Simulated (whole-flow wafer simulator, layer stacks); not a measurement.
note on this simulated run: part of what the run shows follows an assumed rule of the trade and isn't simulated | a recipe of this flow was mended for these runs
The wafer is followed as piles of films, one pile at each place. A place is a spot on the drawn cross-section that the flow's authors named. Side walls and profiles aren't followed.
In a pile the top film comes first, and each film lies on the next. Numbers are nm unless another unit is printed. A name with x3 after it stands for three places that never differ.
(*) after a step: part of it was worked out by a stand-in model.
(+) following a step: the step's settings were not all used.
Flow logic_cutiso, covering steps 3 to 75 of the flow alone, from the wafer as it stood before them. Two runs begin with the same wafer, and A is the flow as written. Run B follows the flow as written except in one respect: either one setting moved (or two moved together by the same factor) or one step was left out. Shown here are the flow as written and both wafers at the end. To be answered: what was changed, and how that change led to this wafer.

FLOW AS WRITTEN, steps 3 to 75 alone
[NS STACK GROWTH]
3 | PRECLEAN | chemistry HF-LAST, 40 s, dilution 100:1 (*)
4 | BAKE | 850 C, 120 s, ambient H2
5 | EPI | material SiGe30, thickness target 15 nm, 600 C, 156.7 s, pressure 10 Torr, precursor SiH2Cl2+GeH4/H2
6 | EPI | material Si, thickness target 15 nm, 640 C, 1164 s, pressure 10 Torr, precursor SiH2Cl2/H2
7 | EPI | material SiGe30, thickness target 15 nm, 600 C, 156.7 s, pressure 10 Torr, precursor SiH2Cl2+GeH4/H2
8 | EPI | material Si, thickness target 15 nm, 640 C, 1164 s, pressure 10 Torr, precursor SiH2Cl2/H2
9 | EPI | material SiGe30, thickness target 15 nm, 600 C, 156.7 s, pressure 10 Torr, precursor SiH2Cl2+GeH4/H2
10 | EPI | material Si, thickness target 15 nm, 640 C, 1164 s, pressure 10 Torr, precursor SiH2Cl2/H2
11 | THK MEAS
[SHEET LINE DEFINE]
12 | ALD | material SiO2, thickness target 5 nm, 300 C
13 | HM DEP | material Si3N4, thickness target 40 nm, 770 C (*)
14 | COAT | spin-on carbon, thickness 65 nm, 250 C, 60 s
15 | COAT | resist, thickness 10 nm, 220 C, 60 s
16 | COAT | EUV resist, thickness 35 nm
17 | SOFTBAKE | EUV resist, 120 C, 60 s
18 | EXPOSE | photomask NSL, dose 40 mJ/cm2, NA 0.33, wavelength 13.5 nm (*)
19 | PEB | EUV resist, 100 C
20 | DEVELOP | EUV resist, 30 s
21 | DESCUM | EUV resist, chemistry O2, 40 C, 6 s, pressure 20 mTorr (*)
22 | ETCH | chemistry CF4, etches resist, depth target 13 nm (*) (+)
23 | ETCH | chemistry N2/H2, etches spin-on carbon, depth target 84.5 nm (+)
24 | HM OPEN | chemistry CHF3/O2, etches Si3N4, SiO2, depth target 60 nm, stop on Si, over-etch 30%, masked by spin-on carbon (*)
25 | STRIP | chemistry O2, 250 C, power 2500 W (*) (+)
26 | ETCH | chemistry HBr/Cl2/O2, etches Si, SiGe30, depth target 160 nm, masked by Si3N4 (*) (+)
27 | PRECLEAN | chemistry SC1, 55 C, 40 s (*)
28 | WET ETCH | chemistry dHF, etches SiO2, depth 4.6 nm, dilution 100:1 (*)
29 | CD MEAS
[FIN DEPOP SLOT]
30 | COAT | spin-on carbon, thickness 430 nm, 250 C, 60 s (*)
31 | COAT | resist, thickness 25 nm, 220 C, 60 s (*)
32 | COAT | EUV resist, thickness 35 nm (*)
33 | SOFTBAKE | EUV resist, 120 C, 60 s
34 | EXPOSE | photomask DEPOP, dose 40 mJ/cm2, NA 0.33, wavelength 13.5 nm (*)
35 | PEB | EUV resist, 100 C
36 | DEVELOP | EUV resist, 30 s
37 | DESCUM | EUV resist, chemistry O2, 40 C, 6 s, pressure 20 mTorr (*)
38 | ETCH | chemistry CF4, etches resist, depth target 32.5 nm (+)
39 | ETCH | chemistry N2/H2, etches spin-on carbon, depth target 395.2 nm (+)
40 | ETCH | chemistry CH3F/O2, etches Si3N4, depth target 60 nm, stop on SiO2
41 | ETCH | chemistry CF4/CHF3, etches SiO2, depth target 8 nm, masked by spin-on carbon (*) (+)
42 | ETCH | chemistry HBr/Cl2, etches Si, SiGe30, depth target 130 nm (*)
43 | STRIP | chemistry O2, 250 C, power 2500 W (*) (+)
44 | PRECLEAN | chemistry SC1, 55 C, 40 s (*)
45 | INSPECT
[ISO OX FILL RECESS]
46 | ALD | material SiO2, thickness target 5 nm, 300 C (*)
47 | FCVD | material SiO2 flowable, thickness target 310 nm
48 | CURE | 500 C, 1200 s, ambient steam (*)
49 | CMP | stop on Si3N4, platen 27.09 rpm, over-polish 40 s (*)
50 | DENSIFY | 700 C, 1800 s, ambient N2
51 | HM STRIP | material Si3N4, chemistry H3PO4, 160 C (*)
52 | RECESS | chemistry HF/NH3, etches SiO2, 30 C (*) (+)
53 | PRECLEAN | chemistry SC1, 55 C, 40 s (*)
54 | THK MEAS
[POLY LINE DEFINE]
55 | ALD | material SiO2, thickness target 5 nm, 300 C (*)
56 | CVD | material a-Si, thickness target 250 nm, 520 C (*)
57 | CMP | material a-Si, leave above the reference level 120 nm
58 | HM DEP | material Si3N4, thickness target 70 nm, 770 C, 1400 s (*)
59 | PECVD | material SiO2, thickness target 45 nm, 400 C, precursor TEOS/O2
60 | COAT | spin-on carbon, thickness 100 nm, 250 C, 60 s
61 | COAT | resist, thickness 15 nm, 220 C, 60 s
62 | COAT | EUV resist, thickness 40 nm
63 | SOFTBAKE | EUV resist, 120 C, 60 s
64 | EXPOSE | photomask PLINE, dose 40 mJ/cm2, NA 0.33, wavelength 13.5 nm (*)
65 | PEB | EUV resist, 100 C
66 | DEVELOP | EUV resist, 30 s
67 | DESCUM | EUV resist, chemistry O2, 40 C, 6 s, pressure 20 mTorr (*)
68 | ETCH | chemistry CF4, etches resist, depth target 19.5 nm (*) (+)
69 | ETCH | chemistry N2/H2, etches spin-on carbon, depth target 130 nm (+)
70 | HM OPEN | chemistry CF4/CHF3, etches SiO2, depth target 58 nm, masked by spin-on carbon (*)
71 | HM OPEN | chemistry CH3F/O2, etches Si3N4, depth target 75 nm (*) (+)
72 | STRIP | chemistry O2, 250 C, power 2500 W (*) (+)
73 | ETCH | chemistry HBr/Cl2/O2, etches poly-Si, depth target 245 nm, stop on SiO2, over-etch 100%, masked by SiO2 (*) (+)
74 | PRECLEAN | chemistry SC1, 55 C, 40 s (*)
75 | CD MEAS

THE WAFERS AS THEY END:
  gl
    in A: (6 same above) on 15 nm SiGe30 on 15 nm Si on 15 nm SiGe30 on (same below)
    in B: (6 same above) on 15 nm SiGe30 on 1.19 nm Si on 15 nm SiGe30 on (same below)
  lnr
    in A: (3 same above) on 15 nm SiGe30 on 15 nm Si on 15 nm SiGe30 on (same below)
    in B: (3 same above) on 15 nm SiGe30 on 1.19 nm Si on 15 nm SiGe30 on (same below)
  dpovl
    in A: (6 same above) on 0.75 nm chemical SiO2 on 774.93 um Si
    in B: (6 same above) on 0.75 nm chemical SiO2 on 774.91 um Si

The reason: step 8, EPI: 592 C was run, while the flow as written has 640 C.

How this came from the change, step by step:
  8 | EPI | material Si, thickness target 15 nm, 640 C, 1164 s, pressure 10 Torr, precursor SiH2Cl2/H2
      depop, dpovl, gfld and 19 more: A +15 Si (new film) | B +1.19 Si (new film)
  26 | ETCH | chemistry HBr/Cl2/O2, etches Si, SiGe30, depth target 160 nm, masked by Si3N4 (*) (+)
      dpovl, gfld, gxf, iso, isow, lnri, nsgap: A -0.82 chemical SiO2 (all of it), -12 Si (all of it), -15 SiGe30 (all of it), -15 Si (all of it), -15 SiGe30 (all of it), -15 Si (all of it), -15 SiGe30 (all of it), -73 Si | B -0.82 chemical SiO2 (all of it), -12 Si (all of it), -15 SiGe30 (all of it), -1.19 Si (all of it), -15 SiGe30 (all of it), -15 Si (all of it), -15 SiGe30 (all of it), -86.8 Si
  42 | ETCH | chemistry HBr/Cl2, etches Si, SiGe30, depth target 130 nm (*)
      depop: A -13.8 Si (all of it), -15 SiGe30 (all of it), -15 Si (all of it), -15 SiGe30 (all of it), -15 Si (all of it), -15 SiGe30 (all of it), -41.2 Si | B -13.8 Si (all of it), -15 SiGe30 (all of it), -1.19 Si (all of it), -15 SiGe30 (all of it), -15 Si (all of it), -15 SiGe30 (all of it), -55 Si
